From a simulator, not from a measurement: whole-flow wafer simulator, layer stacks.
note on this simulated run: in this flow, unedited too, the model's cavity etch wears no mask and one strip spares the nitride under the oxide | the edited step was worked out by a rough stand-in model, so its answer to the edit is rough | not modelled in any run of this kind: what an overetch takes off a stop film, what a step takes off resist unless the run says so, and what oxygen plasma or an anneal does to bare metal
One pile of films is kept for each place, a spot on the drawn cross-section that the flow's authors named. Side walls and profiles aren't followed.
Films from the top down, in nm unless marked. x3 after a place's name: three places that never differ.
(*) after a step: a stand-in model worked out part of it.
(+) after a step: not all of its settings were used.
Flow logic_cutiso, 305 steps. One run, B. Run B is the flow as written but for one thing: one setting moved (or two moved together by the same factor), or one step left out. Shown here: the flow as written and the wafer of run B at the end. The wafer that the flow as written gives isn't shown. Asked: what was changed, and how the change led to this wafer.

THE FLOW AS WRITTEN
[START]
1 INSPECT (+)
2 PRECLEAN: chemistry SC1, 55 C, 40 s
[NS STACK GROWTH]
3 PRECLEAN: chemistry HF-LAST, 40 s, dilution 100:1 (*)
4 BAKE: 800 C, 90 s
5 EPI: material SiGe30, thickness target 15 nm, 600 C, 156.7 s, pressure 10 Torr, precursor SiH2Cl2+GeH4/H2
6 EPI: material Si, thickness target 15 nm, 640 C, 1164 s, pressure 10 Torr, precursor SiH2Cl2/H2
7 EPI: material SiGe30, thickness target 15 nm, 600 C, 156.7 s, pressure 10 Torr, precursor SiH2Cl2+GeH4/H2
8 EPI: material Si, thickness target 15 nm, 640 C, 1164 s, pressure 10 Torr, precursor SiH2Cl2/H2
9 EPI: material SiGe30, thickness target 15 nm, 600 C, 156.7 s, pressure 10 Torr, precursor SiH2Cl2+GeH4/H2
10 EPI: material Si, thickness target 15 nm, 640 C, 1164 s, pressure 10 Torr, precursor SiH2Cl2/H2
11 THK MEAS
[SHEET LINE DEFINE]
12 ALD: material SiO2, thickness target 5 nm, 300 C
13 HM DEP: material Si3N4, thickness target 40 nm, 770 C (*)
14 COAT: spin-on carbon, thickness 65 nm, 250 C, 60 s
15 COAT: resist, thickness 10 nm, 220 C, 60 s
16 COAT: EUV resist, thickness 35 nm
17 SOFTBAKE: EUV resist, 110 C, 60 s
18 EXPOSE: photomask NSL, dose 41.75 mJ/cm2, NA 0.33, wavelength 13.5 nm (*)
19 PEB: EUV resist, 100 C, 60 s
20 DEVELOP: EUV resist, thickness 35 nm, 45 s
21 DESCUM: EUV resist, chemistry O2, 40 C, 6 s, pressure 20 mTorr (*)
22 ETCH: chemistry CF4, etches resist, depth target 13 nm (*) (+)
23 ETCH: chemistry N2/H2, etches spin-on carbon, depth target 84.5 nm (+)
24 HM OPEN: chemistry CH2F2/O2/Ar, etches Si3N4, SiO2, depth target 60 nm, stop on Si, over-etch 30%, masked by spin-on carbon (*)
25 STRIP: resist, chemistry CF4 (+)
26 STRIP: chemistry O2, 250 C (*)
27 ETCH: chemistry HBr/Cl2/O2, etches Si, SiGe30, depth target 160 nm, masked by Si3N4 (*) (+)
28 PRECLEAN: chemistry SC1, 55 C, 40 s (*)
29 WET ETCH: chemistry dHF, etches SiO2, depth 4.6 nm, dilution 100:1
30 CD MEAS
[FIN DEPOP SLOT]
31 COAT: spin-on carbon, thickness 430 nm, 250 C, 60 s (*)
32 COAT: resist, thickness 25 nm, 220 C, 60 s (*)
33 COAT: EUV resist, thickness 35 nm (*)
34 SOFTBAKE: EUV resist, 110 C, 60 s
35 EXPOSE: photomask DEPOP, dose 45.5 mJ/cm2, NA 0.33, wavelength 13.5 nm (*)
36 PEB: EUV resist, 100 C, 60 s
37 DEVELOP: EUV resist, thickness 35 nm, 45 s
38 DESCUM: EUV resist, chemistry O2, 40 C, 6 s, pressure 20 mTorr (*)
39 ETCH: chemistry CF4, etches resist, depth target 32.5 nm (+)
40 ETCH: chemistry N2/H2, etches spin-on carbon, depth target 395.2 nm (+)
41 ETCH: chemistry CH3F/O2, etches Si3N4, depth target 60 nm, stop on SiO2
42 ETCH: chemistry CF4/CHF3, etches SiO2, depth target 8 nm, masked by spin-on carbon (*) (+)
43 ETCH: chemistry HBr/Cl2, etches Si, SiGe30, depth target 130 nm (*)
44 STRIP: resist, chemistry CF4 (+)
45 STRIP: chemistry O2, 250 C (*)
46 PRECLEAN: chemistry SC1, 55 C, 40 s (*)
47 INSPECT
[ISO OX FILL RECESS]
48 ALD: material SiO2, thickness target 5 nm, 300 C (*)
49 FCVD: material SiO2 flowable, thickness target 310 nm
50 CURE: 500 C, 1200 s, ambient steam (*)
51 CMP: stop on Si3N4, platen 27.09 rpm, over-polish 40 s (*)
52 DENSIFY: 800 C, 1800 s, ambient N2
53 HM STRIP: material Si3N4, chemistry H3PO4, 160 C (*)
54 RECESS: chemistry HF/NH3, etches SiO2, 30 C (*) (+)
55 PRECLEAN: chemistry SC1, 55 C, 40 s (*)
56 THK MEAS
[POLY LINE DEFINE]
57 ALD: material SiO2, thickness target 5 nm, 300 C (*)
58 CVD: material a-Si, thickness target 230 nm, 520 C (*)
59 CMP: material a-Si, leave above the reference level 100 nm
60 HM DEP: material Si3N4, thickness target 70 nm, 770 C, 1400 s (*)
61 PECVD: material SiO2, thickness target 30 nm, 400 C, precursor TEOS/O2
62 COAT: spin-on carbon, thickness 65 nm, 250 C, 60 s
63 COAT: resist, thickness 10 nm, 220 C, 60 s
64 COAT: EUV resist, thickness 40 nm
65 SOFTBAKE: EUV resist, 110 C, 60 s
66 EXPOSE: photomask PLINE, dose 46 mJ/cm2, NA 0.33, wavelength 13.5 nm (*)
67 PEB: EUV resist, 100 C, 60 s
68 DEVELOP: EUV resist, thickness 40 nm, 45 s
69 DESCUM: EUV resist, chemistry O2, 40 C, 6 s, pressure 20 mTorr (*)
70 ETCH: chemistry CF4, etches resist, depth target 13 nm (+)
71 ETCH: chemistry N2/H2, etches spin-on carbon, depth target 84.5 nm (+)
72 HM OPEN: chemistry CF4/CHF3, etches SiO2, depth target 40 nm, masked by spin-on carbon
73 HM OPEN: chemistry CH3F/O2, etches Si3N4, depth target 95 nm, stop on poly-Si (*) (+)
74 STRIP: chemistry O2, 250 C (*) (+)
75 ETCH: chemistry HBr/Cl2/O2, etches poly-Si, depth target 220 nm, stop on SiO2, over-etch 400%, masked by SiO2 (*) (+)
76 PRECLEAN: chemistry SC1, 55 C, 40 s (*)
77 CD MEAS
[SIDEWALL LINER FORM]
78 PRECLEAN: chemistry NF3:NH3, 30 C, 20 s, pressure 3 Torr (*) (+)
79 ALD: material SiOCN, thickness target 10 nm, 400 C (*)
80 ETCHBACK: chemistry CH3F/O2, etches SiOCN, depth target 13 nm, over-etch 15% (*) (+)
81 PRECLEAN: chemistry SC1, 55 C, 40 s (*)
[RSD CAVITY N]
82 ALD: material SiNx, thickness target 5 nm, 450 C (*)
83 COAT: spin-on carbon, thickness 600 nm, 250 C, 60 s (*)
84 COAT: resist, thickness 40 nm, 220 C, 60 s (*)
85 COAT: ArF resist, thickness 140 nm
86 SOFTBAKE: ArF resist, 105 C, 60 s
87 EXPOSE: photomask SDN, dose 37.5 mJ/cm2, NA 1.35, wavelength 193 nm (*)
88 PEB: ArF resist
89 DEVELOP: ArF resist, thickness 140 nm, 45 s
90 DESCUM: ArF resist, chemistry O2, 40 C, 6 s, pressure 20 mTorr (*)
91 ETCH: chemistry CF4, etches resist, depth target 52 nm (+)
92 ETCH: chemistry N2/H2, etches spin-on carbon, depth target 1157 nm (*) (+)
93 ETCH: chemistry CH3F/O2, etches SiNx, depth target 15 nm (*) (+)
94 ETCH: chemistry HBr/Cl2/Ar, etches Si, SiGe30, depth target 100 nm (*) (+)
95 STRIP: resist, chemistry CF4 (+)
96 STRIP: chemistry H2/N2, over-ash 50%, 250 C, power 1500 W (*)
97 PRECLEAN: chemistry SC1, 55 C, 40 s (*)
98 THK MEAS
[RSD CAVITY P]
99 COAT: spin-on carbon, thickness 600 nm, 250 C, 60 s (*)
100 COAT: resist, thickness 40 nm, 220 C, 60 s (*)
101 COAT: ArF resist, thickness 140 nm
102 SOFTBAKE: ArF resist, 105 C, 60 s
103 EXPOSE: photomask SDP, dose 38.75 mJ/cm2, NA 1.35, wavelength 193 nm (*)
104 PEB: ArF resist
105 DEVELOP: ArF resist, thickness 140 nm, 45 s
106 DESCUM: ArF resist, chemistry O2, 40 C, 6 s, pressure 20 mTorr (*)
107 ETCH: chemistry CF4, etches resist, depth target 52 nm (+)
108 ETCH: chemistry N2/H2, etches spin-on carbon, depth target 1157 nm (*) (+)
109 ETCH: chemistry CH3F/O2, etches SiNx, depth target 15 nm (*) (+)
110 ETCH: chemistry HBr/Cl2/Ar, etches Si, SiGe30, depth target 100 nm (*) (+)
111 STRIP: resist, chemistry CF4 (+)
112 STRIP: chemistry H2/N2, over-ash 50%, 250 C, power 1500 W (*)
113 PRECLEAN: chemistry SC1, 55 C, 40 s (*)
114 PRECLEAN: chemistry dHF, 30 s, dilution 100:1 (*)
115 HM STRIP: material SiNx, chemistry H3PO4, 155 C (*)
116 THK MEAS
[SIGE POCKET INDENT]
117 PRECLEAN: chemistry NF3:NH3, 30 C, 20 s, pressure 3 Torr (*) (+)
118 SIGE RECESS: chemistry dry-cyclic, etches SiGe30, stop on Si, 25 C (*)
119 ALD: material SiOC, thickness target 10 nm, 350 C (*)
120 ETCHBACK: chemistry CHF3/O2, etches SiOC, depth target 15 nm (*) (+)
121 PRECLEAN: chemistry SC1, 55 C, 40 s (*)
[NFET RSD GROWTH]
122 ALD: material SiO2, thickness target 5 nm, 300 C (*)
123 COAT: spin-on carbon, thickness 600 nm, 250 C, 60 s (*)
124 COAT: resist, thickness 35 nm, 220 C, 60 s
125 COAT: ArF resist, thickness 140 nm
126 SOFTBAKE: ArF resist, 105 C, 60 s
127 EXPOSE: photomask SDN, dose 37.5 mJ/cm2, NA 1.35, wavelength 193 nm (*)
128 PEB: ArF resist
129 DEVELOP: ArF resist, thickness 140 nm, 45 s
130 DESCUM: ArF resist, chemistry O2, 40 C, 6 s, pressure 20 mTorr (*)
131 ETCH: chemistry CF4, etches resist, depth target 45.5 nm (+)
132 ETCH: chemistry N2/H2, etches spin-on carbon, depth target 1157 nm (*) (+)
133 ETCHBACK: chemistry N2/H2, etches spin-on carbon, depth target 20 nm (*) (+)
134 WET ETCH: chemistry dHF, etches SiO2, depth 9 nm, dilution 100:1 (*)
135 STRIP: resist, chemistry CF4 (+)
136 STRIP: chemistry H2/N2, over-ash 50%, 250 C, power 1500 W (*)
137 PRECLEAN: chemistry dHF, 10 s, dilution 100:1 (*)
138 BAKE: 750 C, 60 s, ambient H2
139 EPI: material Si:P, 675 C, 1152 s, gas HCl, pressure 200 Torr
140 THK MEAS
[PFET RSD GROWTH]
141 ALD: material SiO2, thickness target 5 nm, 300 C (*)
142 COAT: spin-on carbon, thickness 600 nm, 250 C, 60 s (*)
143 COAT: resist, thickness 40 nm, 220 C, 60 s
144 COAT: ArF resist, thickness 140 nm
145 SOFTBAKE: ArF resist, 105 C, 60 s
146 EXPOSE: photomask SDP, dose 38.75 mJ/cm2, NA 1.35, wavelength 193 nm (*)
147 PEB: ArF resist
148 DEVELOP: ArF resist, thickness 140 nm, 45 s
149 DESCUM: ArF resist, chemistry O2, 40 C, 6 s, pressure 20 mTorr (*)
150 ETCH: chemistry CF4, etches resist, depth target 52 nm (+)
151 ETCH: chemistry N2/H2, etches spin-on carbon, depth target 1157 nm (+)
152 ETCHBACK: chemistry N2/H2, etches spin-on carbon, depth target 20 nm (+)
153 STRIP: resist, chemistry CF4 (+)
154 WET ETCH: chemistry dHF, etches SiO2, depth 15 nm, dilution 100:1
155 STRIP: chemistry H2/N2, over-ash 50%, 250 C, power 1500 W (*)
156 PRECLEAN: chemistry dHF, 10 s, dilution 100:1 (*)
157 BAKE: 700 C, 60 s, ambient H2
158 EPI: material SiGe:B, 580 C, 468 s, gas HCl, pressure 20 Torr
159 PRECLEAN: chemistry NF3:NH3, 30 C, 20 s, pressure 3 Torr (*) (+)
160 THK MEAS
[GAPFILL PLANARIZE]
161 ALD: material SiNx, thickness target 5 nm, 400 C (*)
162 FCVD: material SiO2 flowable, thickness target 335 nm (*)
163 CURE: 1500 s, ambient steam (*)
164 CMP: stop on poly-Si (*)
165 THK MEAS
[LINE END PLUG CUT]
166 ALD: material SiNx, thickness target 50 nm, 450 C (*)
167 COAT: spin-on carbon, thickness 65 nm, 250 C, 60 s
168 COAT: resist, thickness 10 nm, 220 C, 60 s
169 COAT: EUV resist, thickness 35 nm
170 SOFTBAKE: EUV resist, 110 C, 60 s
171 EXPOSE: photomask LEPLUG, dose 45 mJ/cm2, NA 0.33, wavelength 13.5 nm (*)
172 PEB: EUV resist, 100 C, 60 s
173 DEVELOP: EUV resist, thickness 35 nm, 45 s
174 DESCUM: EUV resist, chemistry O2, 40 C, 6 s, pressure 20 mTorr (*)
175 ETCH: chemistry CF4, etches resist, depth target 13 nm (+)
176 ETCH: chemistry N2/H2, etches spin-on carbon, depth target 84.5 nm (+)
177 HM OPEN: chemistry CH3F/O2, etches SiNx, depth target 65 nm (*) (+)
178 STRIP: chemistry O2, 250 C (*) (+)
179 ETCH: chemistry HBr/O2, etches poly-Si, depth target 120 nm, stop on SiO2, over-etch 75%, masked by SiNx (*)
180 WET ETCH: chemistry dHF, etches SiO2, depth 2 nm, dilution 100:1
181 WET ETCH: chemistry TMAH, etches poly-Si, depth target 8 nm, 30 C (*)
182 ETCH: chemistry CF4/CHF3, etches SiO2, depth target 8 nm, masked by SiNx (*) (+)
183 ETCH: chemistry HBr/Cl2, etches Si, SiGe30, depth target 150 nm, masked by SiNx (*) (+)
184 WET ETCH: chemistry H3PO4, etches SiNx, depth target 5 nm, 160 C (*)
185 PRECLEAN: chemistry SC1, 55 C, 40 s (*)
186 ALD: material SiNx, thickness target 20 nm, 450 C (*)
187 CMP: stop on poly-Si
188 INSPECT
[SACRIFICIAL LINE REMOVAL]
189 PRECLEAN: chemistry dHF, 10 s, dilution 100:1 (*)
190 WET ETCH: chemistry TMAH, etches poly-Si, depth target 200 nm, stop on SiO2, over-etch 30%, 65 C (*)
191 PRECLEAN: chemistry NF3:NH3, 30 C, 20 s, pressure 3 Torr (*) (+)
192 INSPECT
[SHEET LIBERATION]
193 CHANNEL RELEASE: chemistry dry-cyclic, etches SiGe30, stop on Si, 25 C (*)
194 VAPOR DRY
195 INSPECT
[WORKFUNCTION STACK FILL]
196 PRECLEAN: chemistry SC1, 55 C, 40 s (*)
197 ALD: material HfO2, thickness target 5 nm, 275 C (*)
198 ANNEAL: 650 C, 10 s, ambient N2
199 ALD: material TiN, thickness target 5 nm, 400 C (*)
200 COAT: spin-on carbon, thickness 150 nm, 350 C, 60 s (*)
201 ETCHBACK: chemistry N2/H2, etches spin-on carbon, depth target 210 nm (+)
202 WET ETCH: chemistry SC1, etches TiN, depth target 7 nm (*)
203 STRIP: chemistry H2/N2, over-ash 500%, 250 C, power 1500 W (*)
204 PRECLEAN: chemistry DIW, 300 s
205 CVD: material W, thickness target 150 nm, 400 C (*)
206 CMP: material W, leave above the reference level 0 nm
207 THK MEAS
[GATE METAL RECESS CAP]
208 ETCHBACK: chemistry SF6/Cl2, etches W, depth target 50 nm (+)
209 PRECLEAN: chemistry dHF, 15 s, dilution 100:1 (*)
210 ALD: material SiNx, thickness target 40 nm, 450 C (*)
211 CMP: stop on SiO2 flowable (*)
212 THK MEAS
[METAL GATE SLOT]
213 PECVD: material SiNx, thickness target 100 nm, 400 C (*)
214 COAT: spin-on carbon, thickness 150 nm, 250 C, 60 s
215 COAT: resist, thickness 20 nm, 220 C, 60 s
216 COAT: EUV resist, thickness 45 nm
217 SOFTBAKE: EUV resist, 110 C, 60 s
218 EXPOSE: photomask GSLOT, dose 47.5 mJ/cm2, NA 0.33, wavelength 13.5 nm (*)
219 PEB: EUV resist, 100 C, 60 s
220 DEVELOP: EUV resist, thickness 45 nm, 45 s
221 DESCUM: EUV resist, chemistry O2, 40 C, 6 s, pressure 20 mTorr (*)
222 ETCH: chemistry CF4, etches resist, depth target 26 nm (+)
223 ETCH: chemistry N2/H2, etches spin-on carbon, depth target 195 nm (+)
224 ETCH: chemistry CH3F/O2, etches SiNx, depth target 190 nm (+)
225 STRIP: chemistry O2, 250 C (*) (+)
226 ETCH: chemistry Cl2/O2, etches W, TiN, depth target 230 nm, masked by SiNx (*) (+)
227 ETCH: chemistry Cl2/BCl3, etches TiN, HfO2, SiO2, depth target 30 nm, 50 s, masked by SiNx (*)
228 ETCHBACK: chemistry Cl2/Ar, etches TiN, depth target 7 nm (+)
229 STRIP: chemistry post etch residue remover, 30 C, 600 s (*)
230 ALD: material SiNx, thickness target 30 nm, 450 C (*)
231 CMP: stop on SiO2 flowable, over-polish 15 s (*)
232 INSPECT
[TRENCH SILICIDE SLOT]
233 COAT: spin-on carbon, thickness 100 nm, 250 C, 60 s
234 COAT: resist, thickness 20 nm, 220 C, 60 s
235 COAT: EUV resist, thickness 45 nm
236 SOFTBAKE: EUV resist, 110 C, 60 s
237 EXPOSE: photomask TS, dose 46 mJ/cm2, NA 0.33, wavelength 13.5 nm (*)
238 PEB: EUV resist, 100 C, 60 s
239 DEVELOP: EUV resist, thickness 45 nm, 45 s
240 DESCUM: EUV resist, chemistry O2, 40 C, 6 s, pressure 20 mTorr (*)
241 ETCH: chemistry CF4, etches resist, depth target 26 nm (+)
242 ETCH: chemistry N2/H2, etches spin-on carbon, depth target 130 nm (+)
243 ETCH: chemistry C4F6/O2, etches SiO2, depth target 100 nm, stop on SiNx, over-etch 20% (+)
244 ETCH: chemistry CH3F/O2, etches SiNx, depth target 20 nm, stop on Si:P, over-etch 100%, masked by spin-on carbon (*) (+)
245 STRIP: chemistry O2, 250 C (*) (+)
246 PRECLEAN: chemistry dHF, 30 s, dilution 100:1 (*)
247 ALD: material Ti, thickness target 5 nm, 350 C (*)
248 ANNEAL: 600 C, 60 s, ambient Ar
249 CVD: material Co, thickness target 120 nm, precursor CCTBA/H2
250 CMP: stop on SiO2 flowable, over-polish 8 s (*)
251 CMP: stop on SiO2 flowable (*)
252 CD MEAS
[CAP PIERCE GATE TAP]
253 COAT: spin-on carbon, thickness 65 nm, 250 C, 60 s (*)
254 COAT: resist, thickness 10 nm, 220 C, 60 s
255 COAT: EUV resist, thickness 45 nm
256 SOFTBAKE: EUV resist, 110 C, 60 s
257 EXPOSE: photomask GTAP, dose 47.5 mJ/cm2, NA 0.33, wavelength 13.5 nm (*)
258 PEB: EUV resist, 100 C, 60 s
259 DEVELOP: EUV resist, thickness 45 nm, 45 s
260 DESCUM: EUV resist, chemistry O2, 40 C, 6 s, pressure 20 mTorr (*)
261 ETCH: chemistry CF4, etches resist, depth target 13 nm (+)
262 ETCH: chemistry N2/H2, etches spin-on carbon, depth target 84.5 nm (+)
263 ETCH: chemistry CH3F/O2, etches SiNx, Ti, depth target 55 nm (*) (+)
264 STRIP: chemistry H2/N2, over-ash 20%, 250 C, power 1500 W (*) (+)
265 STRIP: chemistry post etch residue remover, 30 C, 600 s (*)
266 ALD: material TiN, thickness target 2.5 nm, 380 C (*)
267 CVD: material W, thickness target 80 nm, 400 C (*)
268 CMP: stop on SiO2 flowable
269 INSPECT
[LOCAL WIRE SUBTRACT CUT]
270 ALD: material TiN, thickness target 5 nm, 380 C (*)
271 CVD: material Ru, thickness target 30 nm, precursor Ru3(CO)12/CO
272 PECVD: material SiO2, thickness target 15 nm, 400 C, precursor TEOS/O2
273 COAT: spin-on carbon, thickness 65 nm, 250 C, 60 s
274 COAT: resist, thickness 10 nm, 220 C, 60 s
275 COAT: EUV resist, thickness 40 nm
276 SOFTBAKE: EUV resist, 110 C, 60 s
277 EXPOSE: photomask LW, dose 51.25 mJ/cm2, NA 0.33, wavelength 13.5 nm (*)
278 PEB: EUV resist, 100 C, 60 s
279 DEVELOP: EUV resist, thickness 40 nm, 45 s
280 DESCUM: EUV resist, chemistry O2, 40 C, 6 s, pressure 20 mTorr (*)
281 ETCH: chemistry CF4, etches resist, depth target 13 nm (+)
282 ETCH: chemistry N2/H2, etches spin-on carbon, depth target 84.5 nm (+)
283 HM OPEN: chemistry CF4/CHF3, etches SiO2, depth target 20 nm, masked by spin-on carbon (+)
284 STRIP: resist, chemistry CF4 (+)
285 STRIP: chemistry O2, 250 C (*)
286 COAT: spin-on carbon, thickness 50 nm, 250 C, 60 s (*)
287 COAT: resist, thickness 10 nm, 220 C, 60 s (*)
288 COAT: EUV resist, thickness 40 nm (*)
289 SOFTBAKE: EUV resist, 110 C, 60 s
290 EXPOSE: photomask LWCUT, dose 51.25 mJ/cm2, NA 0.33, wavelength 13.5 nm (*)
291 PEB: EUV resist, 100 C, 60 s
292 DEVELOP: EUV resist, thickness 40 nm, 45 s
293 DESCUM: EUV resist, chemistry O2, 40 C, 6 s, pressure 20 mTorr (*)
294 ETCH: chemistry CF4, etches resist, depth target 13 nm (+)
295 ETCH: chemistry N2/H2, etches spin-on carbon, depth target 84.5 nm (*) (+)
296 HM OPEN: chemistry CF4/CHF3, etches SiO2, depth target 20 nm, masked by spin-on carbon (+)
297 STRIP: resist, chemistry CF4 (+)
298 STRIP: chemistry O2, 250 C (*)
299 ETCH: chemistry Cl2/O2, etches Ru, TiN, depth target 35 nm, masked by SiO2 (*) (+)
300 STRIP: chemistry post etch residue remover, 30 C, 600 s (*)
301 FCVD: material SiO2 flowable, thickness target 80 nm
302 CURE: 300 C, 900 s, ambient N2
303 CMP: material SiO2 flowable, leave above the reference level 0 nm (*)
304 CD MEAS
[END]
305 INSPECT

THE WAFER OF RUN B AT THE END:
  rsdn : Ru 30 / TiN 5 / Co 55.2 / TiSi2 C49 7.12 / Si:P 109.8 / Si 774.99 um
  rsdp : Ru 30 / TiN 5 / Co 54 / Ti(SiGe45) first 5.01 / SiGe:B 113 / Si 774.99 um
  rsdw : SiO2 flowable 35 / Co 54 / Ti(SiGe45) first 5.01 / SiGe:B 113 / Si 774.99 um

The cause: step 247, ALD: thickness target 2.8 nm was run, where the flow has thickness target 5 nm.

How the change led to this, step by step:
  247 ALD: material Ti, thickness target 5 nm, 350 C (*)
      depop, dpovl, gfld and 19 more: Ti +2.8 (new film) (as written it would be: Ti +5 (new film))
  248 ANNEAL: 600 C, 60 s, ambient Ar
      rsdp, rsdw: Ti(SiGe45) first +5.01 (new film), Ti -2.8 (all of it), SiGe:B -3.35 (as written it would be: Ti(SiGe45) first +8.95 (new film), Ti -5 (all of it), SiGe:B -5.98)
      rsdn: TiSi2 C49 +7.12 (new film), Ti -2.8 (all of it), Si:P -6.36 (as written it would be: TiSi2 C49 +12.7 (new film), Ti -5 (all of it), Si:P -11.3)
  250 CMP: stop on SiO2 flowable, over-polish 8 s (*)
      rsdx: Co -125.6 (as written it would be: Co -127.9 (all of it))
      gl, glp, gxf, gxn, gxp, tap: Co -120.3 (all of it), Ti -2.8 (all of it), SiNx -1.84 (as written it would be: Co -120.3 (all of it), Ti -5 (all of it), SiNx -1.84)
      (and at 11 more places)
  251 CMP: stop on SiO2 flowable (*)
      rsdx: Co -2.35 (all of it), Ti -2.8 (all of it) (as written it would be: Ti -5 (all of it))
      iso: Co -3.42 (all of it), Ti -2.14 (as written it would be: Co -1.22 (all of it), Ti -4.34)
